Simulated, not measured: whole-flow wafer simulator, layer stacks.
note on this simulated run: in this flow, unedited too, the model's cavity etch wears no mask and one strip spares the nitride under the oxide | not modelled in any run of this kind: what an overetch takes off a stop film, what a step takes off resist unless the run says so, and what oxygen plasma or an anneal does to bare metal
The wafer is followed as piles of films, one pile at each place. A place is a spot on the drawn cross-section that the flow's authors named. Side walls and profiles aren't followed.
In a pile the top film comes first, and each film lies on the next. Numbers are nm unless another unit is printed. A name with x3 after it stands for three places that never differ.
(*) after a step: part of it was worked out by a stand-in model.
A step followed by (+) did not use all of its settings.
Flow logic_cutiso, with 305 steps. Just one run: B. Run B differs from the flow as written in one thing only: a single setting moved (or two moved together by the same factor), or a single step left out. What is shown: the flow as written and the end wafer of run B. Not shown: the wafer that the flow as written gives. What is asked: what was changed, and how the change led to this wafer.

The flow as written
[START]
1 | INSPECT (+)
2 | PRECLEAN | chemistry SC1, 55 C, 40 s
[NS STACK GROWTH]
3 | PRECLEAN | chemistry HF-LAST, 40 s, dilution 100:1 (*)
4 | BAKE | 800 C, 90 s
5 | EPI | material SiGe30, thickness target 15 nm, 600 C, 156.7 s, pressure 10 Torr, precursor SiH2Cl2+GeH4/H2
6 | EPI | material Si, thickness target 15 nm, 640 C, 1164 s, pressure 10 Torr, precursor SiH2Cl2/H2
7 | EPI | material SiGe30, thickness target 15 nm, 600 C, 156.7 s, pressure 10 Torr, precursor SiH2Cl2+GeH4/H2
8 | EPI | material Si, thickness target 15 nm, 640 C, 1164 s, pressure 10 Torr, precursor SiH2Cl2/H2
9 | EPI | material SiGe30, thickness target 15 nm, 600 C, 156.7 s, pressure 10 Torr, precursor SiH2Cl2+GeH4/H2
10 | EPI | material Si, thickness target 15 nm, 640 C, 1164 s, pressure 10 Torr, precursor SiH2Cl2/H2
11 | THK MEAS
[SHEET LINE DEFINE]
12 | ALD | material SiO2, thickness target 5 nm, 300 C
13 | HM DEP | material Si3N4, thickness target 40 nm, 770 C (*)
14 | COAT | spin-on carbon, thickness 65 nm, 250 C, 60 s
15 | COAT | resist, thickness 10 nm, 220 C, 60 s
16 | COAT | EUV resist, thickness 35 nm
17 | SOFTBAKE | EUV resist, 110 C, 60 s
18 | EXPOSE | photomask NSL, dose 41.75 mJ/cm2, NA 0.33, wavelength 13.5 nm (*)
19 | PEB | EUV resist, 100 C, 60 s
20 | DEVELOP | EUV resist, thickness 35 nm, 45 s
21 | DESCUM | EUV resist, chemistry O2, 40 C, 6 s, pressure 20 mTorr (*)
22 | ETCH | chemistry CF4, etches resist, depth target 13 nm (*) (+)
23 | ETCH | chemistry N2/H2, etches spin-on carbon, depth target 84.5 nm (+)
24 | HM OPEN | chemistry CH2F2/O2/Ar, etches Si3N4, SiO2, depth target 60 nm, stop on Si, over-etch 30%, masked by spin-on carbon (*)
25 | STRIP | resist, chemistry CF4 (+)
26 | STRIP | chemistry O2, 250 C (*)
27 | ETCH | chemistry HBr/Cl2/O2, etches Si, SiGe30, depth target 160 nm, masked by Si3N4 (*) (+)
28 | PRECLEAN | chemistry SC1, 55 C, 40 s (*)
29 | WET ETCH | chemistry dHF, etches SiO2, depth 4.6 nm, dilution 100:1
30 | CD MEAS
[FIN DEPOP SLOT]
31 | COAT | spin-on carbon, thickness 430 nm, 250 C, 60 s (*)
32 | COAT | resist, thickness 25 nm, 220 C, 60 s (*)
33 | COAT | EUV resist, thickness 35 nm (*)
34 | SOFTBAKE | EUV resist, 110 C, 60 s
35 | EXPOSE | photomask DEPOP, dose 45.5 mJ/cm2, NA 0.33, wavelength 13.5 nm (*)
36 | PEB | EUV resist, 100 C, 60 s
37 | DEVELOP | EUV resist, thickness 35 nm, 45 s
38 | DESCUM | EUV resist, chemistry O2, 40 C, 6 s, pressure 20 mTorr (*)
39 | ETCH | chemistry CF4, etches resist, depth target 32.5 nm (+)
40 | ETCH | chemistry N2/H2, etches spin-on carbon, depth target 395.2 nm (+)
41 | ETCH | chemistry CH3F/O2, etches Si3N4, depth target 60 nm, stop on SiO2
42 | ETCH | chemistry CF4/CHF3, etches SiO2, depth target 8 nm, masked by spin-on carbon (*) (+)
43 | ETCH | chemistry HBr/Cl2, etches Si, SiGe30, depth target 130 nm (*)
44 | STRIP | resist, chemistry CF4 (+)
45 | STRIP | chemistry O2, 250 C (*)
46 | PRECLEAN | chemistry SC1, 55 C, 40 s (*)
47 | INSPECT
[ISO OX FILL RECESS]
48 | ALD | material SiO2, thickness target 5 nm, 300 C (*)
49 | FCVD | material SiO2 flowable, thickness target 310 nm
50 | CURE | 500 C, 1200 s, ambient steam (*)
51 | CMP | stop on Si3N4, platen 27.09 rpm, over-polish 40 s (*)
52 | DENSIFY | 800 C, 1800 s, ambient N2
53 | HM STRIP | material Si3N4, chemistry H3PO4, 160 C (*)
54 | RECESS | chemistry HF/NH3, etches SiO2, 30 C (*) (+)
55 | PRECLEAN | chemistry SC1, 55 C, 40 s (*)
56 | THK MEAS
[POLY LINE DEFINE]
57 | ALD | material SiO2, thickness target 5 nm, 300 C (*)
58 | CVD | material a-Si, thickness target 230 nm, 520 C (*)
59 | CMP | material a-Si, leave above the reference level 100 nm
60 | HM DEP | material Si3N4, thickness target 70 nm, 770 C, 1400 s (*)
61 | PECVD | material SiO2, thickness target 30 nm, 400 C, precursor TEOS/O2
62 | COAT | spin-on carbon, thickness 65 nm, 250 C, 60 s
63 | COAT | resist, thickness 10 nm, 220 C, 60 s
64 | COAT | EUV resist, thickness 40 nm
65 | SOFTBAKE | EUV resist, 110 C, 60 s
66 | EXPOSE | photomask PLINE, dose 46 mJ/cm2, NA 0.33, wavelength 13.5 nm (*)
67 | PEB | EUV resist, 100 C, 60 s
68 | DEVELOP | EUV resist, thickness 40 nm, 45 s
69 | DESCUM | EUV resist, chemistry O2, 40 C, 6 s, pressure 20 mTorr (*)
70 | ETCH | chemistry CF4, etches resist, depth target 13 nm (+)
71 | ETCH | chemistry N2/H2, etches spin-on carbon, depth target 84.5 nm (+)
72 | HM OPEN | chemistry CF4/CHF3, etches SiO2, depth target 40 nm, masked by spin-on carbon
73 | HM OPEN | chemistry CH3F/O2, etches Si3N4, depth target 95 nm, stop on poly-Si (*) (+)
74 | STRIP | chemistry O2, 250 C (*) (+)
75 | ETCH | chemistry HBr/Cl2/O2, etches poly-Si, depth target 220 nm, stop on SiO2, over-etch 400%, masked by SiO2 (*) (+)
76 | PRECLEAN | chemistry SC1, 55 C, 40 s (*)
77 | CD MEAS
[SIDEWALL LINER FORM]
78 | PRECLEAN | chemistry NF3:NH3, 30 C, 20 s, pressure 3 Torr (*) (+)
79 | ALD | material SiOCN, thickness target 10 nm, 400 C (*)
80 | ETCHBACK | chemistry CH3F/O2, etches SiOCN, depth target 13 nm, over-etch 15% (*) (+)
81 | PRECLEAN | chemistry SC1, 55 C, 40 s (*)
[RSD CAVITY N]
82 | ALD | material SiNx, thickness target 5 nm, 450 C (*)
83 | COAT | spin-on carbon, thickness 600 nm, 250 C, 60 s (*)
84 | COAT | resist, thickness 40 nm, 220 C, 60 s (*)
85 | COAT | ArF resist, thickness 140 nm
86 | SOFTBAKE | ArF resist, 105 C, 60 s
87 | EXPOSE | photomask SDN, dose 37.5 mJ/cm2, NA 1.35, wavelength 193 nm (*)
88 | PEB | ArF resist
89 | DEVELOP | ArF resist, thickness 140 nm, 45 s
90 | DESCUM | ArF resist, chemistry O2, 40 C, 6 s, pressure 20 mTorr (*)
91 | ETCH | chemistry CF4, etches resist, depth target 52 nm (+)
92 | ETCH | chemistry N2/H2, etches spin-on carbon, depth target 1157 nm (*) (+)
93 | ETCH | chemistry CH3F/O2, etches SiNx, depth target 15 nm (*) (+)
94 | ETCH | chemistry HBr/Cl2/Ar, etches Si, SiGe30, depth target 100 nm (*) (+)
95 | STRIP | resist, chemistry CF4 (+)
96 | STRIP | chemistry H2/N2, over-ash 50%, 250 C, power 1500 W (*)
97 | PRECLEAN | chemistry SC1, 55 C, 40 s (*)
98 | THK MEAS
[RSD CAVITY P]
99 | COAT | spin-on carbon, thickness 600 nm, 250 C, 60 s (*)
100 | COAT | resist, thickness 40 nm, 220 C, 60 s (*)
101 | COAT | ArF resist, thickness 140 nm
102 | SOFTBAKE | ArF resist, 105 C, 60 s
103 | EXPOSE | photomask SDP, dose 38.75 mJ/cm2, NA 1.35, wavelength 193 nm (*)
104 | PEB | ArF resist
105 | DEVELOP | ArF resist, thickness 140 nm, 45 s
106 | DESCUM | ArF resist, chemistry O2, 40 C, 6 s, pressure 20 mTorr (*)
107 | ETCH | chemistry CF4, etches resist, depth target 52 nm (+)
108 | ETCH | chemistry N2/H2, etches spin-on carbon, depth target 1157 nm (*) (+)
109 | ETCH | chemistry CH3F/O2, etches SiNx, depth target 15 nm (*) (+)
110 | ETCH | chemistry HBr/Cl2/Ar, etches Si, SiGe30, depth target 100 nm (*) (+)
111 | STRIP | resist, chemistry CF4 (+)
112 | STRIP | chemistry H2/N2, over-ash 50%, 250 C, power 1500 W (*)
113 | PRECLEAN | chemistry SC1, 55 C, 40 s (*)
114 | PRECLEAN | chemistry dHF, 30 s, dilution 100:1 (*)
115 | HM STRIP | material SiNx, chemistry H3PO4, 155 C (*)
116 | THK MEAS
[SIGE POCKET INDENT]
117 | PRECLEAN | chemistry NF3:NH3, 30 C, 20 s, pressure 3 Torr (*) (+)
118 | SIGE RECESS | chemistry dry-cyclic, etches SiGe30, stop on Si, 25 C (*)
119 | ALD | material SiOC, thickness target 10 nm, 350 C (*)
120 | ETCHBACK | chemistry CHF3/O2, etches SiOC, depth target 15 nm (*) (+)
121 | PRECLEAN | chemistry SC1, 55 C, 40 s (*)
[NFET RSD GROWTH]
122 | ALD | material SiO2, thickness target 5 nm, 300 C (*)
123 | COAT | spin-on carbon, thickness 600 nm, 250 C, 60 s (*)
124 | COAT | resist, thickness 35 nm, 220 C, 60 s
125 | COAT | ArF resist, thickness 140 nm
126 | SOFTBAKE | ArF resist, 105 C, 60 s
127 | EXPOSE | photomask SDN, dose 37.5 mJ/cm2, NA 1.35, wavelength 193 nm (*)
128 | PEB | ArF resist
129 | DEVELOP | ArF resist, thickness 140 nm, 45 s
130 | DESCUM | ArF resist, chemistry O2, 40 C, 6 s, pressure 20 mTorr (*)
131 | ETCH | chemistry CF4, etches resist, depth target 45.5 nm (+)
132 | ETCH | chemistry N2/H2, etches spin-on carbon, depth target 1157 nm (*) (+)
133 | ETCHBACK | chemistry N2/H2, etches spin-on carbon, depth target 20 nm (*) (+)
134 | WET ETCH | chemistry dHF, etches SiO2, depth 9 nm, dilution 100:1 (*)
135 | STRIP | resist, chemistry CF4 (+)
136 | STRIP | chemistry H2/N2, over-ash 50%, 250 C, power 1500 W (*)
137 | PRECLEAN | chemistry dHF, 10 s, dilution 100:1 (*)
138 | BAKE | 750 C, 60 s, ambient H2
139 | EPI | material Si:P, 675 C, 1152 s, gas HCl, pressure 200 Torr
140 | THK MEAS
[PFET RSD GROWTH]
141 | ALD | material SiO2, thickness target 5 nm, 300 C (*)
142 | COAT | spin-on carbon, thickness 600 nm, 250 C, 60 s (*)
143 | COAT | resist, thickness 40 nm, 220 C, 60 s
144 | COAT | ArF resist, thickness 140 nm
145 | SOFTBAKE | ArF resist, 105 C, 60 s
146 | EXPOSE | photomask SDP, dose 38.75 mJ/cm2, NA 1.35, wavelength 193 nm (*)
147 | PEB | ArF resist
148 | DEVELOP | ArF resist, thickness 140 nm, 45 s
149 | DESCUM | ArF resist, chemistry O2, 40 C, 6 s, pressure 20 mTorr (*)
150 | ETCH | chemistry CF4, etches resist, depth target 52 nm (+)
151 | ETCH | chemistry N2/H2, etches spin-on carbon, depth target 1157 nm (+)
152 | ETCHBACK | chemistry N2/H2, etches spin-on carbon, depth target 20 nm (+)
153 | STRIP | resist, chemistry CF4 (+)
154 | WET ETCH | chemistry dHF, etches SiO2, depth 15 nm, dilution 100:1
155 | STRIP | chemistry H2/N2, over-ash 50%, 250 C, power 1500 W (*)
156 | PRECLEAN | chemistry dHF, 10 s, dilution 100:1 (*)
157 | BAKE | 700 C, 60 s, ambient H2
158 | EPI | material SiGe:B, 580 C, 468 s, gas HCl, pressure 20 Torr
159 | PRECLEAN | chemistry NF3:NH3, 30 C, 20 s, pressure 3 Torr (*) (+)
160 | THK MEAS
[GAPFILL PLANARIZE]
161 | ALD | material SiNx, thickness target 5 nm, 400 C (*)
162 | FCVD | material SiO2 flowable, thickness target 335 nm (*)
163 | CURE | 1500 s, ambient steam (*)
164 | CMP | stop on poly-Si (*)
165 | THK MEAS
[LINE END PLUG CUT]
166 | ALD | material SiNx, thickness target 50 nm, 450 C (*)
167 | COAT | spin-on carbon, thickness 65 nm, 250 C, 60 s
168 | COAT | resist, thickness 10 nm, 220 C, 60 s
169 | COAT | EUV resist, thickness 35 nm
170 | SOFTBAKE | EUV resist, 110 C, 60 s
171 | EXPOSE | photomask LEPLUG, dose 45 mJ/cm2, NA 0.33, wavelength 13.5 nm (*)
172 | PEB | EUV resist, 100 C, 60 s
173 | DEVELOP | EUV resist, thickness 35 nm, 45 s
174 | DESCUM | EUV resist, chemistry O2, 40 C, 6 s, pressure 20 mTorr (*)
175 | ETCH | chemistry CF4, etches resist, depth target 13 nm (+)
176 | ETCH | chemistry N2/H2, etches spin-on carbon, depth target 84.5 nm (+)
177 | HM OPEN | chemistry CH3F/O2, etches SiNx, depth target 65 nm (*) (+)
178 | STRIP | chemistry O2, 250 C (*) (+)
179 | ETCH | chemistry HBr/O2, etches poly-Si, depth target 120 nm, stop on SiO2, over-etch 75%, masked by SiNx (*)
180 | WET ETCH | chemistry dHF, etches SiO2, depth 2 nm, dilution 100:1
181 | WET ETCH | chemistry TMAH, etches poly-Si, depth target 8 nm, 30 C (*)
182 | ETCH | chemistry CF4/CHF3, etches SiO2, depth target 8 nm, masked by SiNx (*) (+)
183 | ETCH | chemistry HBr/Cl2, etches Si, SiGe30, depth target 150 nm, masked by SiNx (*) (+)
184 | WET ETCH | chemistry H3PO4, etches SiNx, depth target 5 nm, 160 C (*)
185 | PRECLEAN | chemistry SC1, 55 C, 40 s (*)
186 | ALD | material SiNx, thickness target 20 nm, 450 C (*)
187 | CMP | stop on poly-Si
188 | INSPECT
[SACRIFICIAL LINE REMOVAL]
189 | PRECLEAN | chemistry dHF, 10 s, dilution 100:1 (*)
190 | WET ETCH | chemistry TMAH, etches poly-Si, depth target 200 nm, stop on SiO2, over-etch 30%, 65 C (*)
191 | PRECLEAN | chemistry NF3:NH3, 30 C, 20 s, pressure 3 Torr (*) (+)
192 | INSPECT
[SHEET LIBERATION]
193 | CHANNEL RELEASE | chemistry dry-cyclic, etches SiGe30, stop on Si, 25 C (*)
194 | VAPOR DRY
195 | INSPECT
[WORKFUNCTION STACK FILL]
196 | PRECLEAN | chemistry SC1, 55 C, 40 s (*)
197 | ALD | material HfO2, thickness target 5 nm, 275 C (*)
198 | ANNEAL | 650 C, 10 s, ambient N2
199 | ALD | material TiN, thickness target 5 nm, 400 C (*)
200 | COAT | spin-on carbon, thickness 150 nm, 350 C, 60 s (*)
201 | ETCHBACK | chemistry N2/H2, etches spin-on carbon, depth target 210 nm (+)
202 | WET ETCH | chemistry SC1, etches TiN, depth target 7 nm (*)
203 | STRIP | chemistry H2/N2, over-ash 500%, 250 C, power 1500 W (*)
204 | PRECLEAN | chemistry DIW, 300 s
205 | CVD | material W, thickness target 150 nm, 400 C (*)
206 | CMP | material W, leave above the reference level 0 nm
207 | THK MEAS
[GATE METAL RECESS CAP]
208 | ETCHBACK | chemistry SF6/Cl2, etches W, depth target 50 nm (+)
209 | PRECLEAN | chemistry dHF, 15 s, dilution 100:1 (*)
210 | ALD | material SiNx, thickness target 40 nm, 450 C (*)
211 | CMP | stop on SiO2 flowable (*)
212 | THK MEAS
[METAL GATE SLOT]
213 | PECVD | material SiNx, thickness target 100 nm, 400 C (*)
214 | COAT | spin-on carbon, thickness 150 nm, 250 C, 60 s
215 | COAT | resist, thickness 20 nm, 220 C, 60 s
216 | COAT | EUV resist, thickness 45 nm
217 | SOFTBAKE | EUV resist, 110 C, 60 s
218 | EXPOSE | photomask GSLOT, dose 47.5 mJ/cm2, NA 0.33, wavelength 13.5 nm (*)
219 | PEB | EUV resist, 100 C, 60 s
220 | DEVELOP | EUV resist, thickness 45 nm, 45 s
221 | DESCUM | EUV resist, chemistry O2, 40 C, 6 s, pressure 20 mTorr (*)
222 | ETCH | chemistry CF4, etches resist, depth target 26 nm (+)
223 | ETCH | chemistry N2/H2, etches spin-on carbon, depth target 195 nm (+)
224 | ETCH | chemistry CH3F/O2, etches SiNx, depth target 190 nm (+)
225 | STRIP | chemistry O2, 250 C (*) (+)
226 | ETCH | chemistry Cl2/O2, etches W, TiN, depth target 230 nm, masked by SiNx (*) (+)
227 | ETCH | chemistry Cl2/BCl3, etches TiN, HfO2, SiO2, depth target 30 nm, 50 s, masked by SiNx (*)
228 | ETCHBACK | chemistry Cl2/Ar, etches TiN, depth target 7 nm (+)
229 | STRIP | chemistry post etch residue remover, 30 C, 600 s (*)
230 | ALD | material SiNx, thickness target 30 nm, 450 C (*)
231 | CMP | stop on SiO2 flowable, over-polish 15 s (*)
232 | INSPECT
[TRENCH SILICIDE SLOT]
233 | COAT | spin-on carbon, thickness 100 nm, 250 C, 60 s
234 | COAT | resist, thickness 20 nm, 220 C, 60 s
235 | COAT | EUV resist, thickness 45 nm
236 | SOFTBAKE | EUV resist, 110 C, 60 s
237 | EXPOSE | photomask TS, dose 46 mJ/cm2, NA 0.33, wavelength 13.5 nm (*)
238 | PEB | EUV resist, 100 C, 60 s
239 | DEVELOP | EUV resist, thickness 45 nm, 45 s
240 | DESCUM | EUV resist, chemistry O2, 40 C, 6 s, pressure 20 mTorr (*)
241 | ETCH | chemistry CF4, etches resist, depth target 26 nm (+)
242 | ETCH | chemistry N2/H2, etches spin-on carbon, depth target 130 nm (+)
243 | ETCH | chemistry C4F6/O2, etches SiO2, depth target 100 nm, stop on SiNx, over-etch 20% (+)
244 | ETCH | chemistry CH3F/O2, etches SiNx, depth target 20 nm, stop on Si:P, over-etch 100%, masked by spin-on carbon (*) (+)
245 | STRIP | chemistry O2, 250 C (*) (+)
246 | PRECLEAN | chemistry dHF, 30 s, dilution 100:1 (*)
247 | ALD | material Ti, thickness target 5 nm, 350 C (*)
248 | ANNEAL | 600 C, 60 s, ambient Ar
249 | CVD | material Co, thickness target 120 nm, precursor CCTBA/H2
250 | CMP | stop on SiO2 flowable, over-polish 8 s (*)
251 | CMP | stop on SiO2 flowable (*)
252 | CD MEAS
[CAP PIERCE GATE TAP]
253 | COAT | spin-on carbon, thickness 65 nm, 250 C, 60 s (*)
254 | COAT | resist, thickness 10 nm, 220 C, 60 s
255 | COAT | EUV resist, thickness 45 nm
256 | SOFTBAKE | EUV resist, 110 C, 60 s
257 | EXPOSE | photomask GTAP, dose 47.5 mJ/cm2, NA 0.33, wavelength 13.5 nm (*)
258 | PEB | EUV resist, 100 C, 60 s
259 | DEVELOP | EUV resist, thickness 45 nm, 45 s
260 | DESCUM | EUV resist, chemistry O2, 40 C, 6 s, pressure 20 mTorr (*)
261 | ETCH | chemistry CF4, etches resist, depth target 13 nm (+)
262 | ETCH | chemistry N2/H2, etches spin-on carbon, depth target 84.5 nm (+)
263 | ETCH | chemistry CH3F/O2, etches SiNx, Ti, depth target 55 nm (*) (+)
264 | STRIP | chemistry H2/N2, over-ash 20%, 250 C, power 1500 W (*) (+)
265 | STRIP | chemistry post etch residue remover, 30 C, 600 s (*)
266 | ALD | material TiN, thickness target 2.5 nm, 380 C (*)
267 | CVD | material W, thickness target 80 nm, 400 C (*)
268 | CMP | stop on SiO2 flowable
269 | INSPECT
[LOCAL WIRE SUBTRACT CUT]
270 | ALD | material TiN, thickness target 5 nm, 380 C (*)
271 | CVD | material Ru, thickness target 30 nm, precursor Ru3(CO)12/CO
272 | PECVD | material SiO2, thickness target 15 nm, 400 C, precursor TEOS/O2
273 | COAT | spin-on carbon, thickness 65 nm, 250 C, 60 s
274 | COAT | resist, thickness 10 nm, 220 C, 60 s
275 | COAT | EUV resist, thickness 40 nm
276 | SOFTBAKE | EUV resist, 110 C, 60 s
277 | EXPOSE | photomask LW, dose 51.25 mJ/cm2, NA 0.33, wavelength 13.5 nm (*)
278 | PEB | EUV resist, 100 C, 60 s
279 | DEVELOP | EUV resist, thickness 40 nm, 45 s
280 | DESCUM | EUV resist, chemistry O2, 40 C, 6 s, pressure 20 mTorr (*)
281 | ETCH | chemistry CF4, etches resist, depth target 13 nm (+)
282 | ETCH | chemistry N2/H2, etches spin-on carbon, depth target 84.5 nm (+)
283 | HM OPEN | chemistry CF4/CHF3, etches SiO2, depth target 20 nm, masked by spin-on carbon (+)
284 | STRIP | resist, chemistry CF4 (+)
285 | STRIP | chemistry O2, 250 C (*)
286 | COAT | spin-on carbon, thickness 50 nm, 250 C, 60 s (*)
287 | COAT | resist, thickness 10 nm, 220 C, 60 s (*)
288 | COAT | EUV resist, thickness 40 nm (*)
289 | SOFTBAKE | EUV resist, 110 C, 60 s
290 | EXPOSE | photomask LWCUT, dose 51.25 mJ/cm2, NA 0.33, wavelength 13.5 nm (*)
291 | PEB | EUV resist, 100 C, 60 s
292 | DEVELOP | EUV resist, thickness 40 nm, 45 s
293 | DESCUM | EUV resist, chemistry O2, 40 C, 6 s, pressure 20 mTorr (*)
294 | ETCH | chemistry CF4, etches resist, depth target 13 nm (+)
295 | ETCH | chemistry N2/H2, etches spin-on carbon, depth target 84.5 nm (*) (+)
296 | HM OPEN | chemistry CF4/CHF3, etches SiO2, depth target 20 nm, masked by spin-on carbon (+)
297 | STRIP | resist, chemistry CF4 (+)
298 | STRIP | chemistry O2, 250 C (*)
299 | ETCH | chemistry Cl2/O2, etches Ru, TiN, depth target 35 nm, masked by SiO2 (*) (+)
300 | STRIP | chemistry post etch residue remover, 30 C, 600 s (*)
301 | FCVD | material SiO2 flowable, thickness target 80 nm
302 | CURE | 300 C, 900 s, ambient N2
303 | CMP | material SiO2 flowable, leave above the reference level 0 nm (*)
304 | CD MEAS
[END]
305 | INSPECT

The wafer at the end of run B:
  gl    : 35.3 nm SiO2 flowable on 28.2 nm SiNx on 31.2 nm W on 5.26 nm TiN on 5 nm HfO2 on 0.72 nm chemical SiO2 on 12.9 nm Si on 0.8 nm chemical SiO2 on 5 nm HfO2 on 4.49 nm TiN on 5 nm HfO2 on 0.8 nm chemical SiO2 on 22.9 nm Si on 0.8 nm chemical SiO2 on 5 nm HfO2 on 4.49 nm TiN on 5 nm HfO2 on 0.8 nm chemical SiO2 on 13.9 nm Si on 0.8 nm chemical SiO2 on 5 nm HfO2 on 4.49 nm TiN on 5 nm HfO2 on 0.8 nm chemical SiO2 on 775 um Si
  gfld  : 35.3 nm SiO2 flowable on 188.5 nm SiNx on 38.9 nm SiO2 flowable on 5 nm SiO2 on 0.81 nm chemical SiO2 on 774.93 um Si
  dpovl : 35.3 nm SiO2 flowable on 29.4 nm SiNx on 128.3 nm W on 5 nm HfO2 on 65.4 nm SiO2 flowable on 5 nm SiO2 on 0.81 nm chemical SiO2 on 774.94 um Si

The reason: step 8, EPI: 1863 s was run, whereas the flow has 1164 s.

Step by step, how the change led to this:
  8 | EPI | material Si, thickness target 15 nm, 640 C, 1164 s, pressure 10 Torr, precursor SiH2Cl2/H2
      depop, dpovl, gfld and 19 more: Si gains 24 (new film) (in the flow as written it would be: Si gains 15 (new film))
  27 | ETCH | chemistry HBr/Cl2/O2, etches Si, SiGe30, depth target 160 nm, masked by Si3N4 (*) (+)
      gfld, gxf, iso, lnri: chemical SiO2 loses 0.79 (all of it), Si loses 11.4 (all of it), SiGe30 loses 15 (all of it), Si loses 24 (all of it), SiGe30 loses 15 (all of it), Si loses 15 (all of it), SiGe30 loses 15 (all of it), Si loses 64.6 (in the flow as written it would be: chemical SiO2 loses 0.79 (all of it), Si loses 11.4 (all of it), SiGe30 loses 15 (all of it), Si loses 15 (all of it), SiGe30 loses 15 (all of it), Si loses 15 (all of it), SiGe30 loses 15 (all of it), Si loses 73.6)
      dpovl, nsgap: chemical SiO2 loses 0.79 (all of it), Si loses 11.8 (all of it), SiGe30 loses 15 (all of it), Si loses 24 (all of it), SiGe30 loses 15 (all of it), Si loses 15 (all of it), SiGe30 loses 15 (all of it), Si loses 64.2 (in the flow as written it would be: chemical SiO2 loses 0.79 (all of it), Si loses 11.8 (all of it), SiGe30 loses 15 (all of it), Si loses 15 (all of it), SiGe30 loses 15 (all of it), Si loses 15 (all of it), SiGe30 loses 15 (all of it), Si loses 73.2)
      (also at 1 further place)
  43 | ETCH | chemistry HBr/Cl2, etches Si, SiGe30, depth target 130 nm (*)
      depop: Si loses 14 (all of it), SiGe30 loses 15 (all of it), Si loses 24 (all of it), SiGe30 loses 15 (all of it), Si loses 15 (all of it), SiGe30 loses 15 (all of it), Si loses 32 (in the flow as written it would be: Si loses 14 (all of it), SiGe30 loses 15 (all of it), Si loses 15 (all of it), SiGe30 loses 15 (all of it), Si loses 15 (all of it), SiGe30 loses 15 (all of it), Si loses 41)
  94 | ETCH | chemistry HBr/Cl2/Ar, etches Si, SiGe30, depth target 100 nm (*) (+)
      rsdn, rsdx: chemical SiO2 loses 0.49 (all of it), Si loses 12.8 (all of it), SiGe30 loses 15 (all of it), Si loses 24 (all of it), SiGe30 loses 15 (all of it), Si loses 15 (all of it), SiGe30 loses 15 (all of it), Si loses 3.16 (in the flow as written it would be: chemical SiO2 loses 0.49 (all of it), Si loses 12.8 (all of it), SiGe30 loses 15 (all of it), Si loses 15 (all of it), SiGe30 loses 15 (all of it), Si loses 15 (all of it), SiGe30 loses 15 (all of it), Si loses 12.2)
  110 | ETCH | chemistry HBr/Cl2/Ar, etches Si, SiGe30, depth target 100 nm (*) (+)
      rsdp, rsdw: chemical SiO2 loses 0.49 (all of it), Si loses 12.8 (all of it), SiGe30 loses 15 (all of it), Si loses 24 (all of it), SiGe30 loses 15 (all of it), Si loses 15 (all of it), SiGe30 loses 15 (all of it), Si loses 3.16 (in the flow as written it would be: chemical SiO2 loses 0.49 (all of it), Si loses 12.8 (all of it), SiGe30 loses 15 (all of it), Si loses 15 (all of it), SiGe30 loses 15 (all of it), Si loses 15 (all of it), SiGe30 loses 15 (all of it), Si loses 12.2)
  183 | ETCH | chemistry HBr/Cl2, etches Si, SiGe30, depth target 150 nm, masked by SiNx (*) (+)
      plug: Si loses 13.6 (all of it), SiGe30 loses 15 (all of it), Si loses 24 (all of it), SiGe30 loses 15 (all of it), Si loses 15 (all of it), SiGe30 loses 15 (all of it), Si loses 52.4 (in the flow as written it would be: Si loses 13.6 (all of it), SiGe30 loses 15 (all of it), Si loses 15 (all of it), SiGe30 loses 15 (all of it), Si loses 15 (all of it), SiGe30 loses 15 (all of it), Si loses 61.4)
